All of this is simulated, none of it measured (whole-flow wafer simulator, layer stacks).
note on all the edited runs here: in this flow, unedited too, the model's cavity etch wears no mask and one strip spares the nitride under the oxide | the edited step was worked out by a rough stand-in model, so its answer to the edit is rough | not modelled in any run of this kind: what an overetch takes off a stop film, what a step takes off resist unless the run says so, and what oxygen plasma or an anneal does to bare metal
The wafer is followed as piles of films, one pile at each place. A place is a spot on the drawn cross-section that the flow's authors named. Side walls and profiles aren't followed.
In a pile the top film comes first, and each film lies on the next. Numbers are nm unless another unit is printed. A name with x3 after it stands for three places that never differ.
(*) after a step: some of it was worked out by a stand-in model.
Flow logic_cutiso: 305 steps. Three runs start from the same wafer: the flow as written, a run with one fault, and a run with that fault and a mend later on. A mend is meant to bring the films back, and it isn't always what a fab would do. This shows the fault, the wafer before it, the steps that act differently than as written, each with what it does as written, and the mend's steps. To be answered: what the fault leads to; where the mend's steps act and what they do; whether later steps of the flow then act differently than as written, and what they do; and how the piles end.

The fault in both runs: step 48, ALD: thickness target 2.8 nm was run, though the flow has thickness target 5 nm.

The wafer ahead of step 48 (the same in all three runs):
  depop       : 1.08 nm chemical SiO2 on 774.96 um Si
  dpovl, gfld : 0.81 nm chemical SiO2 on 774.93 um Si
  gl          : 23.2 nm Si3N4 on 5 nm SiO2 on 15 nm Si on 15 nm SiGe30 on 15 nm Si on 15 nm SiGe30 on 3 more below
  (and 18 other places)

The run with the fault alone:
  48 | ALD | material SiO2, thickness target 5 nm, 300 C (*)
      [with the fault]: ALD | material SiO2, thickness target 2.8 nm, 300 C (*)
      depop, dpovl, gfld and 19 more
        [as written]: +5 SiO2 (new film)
        [with the fault]: +2.8 SiO2 (new film)
  Steps later in the flow that act otherwise than as written (not shown: 7 more steps that differ only slightly, by at most 2% or 0.5 nm, whichever is larger):
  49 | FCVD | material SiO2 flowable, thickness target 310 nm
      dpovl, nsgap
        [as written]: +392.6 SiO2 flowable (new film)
        [with the fault]: +383.6 SiO2 flowable (new film)
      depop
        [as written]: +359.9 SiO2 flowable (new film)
        [with the fault]: +350.9 SiO2 flowable (new film)
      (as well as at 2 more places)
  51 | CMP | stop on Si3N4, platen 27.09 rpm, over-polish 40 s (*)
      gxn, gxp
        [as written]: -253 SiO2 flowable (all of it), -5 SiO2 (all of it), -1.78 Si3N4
        [with the fault]: -251.9 SiO2 flowable (all of it), -2.8 SiO2 (all of it), -1.78 Si3N4
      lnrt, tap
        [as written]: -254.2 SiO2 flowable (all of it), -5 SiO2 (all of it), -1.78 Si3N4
        [with the fault]: -253.1 SiO2 flowable (all of it), -2.8 SiO2 (all of it), -1.78 Si3N4
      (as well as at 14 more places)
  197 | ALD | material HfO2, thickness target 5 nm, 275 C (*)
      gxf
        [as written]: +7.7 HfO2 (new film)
        [with the fault]: +5 HfO2 (new film)
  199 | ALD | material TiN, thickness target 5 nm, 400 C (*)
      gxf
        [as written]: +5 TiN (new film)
        [with the fault]: +7.64 TiN (new film)
  At depop, dpovl, gfld, gxf, iso, isow, lnri, nsgap, the piles at the end differ from the flow's by more than 2% or 0.5 nm, whichever is larger.
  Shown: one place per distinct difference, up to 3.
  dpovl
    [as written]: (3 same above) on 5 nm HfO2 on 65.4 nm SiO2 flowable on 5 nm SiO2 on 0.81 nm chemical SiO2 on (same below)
    [with the fault]: (3 same above) on 5 nm HfO2 on 67.6 nm SiO2 flowable on 2.8 nm SiO2 on 0.81 nm chemical SiO2 on (same below)
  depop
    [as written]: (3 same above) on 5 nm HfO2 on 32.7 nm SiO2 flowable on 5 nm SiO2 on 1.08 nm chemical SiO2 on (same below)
    [with the fault]: (3 same above) on 5 nm HfO2 on 34.9 nm SiO2 flowable on 2.8 nm SiO2 on 1.08 nm chemical SiO2 on (same below)
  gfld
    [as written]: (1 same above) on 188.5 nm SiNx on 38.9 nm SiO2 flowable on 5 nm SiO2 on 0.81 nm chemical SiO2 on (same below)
    [with the fault]: (1 same above) on 188.5 nm SiNx on 41.1 nm SiO2 flowable on 2.8 nm SiO2 on 0.81 nm chemical SiO2 on (same below)

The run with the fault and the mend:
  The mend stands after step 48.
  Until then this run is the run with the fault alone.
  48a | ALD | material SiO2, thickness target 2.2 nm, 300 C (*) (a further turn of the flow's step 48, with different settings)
      depop, dpovl, gfld and 19 more
        +2.2 SiO2
  None of the later steps of the flow acts differently than as written at any place that is followed.
  By the end, the piles equal the flow's at every place that both follow.
